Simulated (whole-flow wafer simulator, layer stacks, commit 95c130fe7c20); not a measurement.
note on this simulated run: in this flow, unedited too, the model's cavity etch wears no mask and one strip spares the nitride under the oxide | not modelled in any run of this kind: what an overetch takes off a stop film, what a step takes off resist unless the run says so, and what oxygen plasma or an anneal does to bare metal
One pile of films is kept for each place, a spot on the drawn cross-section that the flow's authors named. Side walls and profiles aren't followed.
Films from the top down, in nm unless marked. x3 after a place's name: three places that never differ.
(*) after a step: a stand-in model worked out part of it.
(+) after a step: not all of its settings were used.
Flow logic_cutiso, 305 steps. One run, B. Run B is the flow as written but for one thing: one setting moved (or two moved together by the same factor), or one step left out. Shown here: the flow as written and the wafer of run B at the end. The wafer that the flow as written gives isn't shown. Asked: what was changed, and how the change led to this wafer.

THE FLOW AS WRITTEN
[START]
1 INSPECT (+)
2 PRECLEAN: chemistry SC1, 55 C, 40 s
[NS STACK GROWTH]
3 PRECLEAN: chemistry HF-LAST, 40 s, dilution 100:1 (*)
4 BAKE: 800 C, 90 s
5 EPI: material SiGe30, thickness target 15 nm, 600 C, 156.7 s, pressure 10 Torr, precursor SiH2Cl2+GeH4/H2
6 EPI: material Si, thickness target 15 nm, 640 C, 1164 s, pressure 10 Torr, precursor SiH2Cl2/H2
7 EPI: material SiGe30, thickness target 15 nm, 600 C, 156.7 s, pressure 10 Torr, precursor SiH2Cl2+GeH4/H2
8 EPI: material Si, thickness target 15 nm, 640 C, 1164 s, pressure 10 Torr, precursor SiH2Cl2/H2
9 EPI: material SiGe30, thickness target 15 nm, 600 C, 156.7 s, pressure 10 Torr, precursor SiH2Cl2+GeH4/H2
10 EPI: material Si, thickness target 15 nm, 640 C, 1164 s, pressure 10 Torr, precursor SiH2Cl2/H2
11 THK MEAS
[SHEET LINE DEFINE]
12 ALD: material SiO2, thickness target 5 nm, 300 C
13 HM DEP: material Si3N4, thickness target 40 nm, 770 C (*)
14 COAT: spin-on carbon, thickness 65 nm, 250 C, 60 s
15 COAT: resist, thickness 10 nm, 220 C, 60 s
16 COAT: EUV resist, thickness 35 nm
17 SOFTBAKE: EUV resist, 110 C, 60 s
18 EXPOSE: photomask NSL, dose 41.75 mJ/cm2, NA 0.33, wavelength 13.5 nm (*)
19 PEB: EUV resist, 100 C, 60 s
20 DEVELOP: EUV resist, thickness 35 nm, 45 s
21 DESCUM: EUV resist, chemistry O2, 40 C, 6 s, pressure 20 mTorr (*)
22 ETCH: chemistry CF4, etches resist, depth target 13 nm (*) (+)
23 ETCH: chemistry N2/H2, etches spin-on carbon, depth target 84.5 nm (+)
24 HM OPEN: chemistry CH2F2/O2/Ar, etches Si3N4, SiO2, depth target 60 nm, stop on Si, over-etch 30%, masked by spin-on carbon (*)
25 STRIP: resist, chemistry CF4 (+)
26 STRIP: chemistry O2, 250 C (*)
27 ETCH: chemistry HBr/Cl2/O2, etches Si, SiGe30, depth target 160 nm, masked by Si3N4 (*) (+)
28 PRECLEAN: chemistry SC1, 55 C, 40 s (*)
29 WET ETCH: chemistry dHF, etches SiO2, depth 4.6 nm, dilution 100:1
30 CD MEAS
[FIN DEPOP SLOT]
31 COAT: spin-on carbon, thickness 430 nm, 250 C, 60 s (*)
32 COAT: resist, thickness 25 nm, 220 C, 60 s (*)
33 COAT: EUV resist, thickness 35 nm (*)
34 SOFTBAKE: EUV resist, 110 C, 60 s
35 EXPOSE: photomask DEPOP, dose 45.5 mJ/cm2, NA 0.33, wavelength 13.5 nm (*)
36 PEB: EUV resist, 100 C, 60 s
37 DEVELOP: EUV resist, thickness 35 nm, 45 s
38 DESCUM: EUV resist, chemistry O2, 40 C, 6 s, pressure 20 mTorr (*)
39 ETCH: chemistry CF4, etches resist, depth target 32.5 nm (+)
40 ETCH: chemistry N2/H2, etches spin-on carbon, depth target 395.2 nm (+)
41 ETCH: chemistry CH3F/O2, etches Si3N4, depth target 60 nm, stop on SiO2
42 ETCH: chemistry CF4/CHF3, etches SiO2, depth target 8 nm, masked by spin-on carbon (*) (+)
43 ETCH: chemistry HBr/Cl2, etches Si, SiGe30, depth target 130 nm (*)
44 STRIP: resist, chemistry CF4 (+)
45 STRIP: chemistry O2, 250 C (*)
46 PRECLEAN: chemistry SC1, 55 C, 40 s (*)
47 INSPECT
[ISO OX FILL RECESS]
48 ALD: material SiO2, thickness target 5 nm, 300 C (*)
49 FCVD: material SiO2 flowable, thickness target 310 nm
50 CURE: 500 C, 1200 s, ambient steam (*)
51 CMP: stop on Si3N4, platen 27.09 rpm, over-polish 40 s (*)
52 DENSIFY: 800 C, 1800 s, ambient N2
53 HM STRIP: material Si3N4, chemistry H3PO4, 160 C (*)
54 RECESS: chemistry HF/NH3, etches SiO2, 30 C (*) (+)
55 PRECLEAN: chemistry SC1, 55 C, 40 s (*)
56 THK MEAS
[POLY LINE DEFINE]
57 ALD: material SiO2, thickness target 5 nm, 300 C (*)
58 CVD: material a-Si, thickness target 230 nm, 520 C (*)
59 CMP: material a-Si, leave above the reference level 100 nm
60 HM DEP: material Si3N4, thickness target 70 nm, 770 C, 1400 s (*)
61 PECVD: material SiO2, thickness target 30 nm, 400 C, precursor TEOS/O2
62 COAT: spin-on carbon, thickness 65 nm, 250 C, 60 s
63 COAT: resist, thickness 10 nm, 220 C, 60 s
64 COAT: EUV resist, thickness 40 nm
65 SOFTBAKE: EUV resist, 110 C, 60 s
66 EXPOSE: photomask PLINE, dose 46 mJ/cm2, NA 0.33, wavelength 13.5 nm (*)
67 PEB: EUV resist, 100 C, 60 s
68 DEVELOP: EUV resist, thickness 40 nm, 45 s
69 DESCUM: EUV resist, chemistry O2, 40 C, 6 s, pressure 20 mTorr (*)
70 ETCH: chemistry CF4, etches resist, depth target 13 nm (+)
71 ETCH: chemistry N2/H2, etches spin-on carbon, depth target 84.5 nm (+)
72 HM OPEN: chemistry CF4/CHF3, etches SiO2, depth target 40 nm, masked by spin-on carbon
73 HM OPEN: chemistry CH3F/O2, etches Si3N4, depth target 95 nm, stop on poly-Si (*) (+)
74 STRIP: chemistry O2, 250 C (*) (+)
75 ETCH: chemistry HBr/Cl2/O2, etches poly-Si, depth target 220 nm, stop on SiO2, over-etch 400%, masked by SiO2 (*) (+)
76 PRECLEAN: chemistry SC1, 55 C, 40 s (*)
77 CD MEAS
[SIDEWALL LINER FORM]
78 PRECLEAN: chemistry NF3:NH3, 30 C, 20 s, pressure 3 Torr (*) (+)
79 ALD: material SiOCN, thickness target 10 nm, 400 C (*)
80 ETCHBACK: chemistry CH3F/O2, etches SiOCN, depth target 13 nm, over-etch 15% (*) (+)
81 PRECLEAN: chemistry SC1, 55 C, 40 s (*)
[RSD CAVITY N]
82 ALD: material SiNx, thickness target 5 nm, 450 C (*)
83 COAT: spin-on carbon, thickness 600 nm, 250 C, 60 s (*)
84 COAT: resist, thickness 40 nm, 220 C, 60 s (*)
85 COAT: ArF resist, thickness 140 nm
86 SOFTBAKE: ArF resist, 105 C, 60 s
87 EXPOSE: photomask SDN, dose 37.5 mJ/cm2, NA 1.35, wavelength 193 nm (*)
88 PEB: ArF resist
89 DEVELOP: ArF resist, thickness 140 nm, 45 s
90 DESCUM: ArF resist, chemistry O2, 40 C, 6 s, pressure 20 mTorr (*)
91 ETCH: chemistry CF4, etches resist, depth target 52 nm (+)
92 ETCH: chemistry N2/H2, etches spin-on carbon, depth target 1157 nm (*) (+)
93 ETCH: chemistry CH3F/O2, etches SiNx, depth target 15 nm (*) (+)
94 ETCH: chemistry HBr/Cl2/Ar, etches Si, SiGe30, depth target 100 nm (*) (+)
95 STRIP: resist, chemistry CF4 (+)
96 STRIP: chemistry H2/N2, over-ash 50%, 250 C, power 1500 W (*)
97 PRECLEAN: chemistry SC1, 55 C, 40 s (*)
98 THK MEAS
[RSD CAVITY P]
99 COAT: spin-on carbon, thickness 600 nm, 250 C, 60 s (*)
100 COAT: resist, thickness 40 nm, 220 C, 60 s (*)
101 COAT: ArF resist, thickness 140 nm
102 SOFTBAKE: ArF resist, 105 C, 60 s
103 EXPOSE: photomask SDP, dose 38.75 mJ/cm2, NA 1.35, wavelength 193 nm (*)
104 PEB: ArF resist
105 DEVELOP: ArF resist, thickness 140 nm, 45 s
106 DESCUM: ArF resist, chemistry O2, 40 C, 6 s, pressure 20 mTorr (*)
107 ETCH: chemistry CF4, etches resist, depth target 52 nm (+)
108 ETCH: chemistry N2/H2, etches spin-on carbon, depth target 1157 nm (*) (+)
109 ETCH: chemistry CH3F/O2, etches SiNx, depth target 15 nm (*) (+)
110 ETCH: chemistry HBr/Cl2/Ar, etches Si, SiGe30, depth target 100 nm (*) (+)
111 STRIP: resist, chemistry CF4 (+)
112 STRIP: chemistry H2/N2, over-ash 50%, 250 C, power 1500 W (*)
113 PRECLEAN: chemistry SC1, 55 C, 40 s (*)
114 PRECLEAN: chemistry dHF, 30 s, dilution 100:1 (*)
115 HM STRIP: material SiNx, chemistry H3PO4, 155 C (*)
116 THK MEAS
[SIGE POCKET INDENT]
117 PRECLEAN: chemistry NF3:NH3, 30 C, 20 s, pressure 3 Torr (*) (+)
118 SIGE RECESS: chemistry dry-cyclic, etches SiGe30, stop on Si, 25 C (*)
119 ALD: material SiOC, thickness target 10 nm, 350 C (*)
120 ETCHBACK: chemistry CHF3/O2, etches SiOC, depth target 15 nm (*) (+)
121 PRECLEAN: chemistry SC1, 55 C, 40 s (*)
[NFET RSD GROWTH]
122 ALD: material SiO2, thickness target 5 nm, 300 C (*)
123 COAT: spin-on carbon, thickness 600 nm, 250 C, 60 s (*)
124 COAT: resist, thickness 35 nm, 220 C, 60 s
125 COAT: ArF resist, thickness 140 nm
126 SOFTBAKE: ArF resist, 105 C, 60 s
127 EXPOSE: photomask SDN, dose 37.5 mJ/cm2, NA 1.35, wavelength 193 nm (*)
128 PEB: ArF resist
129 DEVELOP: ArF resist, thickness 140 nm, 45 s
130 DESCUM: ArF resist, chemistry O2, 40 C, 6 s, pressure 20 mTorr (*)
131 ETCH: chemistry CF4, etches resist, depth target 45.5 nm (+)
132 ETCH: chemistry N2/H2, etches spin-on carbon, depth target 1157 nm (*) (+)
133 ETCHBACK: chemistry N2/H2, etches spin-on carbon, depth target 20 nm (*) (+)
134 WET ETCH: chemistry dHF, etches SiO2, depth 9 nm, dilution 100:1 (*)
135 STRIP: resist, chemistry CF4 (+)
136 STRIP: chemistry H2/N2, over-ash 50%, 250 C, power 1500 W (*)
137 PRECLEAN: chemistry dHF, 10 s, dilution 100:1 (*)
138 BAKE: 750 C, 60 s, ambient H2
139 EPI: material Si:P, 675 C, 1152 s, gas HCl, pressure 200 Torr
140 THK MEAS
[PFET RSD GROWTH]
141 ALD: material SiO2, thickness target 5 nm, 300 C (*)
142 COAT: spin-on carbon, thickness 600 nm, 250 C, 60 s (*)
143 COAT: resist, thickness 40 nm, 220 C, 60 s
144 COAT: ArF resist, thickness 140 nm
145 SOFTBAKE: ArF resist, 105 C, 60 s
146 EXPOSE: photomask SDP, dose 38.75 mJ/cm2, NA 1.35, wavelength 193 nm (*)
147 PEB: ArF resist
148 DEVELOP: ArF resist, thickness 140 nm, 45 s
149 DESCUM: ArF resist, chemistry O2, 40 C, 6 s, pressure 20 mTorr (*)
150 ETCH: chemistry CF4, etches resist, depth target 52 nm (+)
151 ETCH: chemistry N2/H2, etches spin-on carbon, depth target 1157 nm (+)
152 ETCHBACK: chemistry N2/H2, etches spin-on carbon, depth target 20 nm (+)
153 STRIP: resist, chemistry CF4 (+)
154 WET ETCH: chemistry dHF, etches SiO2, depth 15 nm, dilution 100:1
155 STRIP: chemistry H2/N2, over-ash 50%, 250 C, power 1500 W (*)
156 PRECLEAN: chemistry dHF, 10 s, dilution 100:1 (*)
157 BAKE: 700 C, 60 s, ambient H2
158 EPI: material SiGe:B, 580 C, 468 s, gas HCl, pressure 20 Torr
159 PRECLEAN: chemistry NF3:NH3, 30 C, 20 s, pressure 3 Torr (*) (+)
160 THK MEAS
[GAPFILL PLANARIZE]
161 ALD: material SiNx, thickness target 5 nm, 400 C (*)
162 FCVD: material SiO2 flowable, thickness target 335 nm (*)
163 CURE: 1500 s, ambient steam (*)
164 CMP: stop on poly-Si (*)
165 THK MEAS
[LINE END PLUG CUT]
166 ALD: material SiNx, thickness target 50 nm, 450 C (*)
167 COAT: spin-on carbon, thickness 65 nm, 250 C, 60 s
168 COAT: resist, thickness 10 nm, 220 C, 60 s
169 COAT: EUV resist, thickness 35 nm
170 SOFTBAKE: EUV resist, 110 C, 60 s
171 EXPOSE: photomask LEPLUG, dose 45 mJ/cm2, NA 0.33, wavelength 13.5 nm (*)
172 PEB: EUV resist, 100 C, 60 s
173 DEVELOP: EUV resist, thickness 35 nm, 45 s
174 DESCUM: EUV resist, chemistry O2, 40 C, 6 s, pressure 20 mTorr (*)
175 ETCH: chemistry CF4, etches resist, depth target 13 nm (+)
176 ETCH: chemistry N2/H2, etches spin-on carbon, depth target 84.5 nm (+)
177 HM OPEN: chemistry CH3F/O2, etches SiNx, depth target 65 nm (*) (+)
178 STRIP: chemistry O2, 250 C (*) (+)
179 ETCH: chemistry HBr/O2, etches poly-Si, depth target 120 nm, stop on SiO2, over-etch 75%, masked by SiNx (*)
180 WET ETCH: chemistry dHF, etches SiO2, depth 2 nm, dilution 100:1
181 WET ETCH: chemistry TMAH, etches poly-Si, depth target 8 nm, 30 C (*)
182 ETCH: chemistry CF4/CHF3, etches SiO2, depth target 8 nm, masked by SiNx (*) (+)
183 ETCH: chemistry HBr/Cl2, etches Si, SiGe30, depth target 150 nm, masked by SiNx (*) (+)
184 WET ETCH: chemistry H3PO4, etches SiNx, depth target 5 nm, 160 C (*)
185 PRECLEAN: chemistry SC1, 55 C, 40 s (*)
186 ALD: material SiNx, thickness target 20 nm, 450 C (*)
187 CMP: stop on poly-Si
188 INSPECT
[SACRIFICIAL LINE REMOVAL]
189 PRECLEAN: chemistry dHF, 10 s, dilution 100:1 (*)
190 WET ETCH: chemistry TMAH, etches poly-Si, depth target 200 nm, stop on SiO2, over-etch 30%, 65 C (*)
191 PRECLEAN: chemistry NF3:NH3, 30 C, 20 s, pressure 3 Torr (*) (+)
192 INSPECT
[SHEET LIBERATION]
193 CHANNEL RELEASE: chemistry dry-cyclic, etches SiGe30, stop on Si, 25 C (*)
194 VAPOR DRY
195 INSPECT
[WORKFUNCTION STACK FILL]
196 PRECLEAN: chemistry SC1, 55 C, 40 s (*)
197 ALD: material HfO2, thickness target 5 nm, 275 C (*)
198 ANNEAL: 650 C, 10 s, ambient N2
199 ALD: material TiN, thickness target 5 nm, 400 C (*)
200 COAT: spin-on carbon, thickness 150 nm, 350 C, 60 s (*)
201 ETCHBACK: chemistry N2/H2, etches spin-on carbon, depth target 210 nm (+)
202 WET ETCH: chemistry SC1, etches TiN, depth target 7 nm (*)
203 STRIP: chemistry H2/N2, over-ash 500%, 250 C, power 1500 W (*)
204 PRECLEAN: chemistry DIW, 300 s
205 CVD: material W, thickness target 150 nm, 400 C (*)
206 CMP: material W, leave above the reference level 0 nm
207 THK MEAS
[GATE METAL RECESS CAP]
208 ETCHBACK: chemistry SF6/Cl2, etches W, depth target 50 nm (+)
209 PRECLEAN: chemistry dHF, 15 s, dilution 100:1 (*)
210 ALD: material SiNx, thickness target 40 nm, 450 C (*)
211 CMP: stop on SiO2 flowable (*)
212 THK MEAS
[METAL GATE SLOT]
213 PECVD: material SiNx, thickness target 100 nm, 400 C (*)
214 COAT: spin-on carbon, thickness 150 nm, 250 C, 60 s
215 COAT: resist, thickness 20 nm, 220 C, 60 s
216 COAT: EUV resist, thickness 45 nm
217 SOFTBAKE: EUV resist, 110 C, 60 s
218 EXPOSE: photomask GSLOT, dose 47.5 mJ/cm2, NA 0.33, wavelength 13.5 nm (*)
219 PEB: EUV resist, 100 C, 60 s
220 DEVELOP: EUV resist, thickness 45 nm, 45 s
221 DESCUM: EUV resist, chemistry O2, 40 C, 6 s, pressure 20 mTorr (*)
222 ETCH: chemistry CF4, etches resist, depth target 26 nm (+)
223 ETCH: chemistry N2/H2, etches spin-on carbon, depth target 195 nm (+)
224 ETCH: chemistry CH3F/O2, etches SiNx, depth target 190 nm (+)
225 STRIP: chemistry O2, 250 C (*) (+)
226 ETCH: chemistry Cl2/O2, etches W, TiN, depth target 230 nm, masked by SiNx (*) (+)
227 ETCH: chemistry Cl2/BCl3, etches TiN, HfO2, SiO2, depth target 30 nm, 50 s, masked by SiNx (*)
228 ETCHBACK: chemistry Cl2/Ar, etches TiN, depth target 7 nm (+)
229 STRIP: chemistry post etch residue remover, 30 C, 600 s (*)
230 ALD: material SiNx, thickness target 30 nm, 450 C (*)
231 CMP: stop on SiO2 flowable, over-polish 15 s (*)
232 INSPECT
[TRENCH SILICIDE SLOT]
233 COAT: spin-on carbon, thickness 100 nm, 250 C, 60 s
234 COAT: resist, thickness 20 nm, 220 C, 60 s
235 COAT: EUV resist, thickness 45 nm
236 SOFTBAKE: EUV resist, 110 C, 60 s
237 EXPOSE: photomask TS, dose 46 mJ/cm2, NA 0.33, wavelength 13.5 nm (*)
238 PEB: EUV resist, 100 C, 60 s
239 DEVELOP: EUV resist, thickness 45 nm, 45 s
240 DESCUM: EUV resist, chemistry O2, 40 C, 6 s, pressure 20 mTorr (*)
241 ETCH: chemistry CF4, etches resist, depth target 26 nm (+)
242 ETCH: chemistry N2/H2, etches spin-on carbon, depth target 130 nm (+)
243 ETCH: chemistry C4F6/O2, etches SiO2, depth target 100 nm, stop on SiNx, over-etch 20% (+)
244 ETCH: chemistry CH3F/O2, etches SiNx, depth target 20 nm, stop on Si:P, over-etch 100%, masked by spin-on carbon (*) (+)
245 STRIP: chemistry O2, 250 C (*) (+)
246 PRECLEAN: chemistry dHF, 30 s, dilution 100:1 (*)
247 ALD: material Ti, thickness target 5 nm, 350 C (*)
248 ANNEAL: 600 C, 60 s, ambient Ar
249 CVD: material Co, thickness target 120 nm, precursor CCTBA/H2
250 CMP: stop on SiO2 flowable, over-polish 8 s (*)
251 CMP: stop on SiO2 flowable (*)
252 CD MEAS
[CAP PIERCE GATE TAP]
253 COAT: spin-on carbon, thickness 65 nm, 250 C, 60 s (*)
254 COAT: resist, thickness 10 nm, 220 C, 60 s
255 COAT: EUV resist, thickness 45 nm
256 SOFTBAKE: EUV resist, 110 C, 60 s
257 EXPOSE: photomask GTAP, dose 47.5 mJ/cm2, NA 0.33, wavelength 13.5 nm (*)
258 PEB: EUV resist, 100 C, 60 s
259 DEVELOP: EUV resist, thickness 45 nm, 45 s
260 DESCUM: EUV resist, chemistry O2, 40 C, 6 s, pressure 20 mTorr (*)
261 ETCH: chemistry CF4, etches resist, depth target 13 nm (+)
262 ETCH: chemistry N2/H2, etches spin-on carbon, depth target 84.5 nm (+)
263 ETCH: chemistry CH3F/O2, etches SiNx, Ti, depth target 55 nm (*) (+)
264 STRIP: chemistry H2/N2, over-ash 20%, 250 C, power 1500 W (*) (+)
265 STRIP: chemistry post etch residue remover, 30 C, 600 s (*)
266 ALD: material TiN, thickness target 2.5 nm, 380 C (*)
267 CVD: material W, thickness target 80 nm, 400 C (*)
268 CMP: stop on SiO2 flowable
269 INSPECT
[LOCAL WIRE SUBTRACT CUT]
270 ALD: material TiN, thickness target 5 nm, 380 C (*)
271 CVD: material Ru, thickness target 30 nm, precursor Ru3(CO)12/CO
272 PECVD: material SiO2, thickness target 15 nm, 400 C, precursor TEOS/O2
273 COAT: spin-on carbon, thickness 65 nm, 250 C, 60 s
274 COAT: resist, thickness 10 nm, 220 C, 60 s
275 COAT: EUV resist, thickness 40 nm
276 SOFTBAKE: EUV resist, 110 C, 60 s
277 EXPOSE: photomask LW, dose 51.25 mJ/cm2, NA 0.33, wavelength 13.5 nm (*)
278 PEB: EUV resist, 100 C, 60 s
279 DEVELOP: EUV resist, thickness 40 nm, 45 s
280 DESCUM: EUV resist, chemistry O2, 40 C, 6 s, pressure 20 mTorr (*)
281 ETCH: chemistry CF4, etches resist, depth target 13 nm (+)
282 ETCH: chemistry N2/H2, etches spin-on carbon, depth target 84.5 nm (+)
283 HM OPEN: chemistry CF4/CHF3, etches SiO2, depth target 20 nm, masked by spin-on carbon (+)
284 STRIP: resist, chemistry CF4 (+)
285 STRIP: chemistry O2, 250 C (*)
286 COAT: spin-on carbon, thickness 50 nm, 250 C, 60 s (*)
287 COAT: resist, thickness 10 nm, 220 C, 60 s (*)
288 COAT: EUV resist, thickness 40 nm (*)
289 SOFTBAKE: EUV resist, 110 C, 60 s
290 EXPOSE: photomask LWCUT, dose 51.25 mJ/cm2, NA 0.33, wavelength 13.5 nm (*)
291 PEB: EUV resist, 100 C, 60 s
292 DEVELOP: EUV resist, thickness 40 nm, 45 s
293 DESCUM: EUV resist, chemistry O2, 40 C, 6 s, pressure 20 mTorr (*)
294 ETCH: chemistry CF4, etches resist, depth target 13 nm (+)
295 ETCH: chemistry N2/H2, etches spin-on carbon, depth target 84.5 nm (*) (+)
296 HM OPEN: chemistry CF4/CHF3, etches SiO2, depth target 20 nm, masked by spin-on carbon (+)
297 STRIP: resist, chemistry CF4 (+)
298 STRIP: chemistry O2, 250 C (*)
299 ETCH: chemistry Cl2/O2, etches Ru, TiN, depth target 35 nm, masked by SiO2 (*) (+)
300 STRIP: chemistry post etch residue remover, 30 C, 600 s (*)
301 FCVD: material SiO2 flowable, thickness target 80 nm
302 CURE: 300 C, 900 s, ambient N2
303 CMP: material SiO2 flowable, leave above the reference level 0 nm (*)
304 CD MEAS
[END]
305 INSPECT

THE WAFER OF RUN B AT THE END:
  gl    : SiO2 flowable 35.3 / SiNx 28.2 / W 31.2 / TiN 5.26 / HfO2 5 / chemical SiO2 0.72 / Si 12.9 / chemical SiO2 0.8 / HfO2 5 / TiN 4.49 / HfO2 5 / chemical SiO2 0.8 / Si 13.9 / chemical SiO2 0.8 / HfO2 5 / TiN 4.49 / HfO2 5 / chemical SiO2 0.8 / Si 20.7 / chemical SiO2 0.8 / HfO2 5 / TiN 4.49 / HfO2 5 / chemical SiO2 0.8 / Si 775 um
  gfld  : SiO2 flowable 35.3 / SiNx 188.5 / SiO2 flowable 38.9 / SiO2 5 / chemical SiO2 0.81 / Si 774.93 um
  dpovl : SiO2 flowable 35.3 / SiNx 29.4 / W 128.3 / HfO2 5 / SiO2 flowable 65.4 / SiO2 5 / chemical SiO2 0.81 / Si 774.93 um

The cause: step 6, EPI: thickness target 21.8 nm was run, where the flow has thickness target 15 nm; step 6, EPI: 1688 s was run, where the flow has 1164 s.

How the change led to this, step by step:
  6 EPI: material Si, thickness target 15 nm, 640 C, 1164 s, pressure 10 Torr, precursor SiH2Cl2/H2
      depop, dpovl, gfld and 19 more: Si +21.8 (new film) (as written it would be: Si +15 (new film))
  27 ETCH: chemistry HBr/Cl2/O2, etches Si, SiGe30, depth target 160 nm, masked by Si3N4 (*) (+)
      gfld, gxf, iso, lnri: chemical SiO2 -0.79 (all of it), Si -11.4 (all of it), SiGe30 -15 (all of it), Si -15 (all of it), SiGe30 -15 (all of it), Si -21.8 (all of it), SiGe30 -15 (all of it), Si -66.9 (as written it would be: chemical SiO2 -0.79 (all of it), Si -11.4 (all of it), SiGe30 -15 (all of it), Si -15 (all of it), SiGe30 -15 (all of it), Si -15 (all of it), SiGe30 -15 (all of it), Si -73.6)
      dpovl, nsgap: chemical SiO2 -0.79 (all of it), Si -11.8 (all of it), SiGe30 -15 (all of it), Si -15 (all of it), SiGe30 -15 (all of it), Si -21.8 (all of it), SiGe30 -15 (all of it), Si -66.5 (as written it would be: chemical SiO2 -0.79 (all of it), Si -11.8 (all of it), SiGe30 -15 (all of it), Si -15 (all of it), SiGe30 -15 (all of it), Si -15 (all of it), SiGe30 -15 (all of it), Si -73.2)
      (and at 1 more place)
  43 ETCH: chemistry HBr/Cl2, etches Si, SiGe30, depth target 130 nm (*)
      depop: Si -14 (all of it), SiGe30 -15 (all of it), Si -15 (all of it), SiGe30 -15 (all of it), Si -21.8 (all of it), SiGe30 -15 (all of it), Si -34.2 (as written it would be: Si -14 (all of it), SiGe30 -15 (all of it), Si -15 (all of it), SiGe30 -15 (all of it), Si -15 (all of it), SiGe30 -15 (all of it), Si -41)
  94 ETCH: chemistry HBr/Cl2/Ar, etches Si, SiGe30, depth target 100 nm (*) (+)
      rsdn, rsdx: chemical SiO2 -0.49 (all of it), Si -12.8 (all of it), SiGe30 -15 (all of it), Si -15 (all of it), SiGe30 -15 (all of it), Si -21.8 (all of it), SiGe30 -15 (all of it), Si -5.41 (as written it would be: chemical SiO2 -0.49 (all of it), Si -12.8 (all of it), SiGe30 -15 (all of it), Si -15 (all of it), SiGe30 -15 (all of it), Si -15 (all of it), SiGe30 -15 (all of it), Si -12.2)
  110 ETCH: chemistry HBr/Cl2/Ar, etches Si, SiGe30, depth target 100 nm (*) (+)
      rsdp, rsdw: chemical SiO2 -0.49 (all of it), Si -12.8 (all of it), SiGe30 -15 (all of it), Si -15 (all of it), SiGe30 -15 (all of it), Si -21.8 (all of it), SiGe30 -15 (all of it), Si -5.41 (as written it would be: chemical SiO2 -0.49 (all of it), Si -12.8 (all of it), SiGe30 -15 (all of it), Si -15 (all of it), SiGe30 -15 (all of it), Si -15 (all of it), SiGe30 -15 (all of it), Si -12.2)
  183 ETCH: chemistry HBr/Cl2, etches Si, SiGe30, depth target 150 nm, masked by SiNx (*) (+)
      plug: Si -13.6 (all of it), SiGe30 -15 (all of it), Si -15 (all of it), SiGe30 -15 (all of it), Si -21.8 (all of it), SiGe30 -15 (all of it), Si -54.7 (as written it would be: Si -13.6 (all of it), SiGe30 -15 (all of it), Si -15 (all of it), SiGe30 -15 (all of it), Si -15 (all of it), SiGe30 -15 (all of it), Si -61.4)
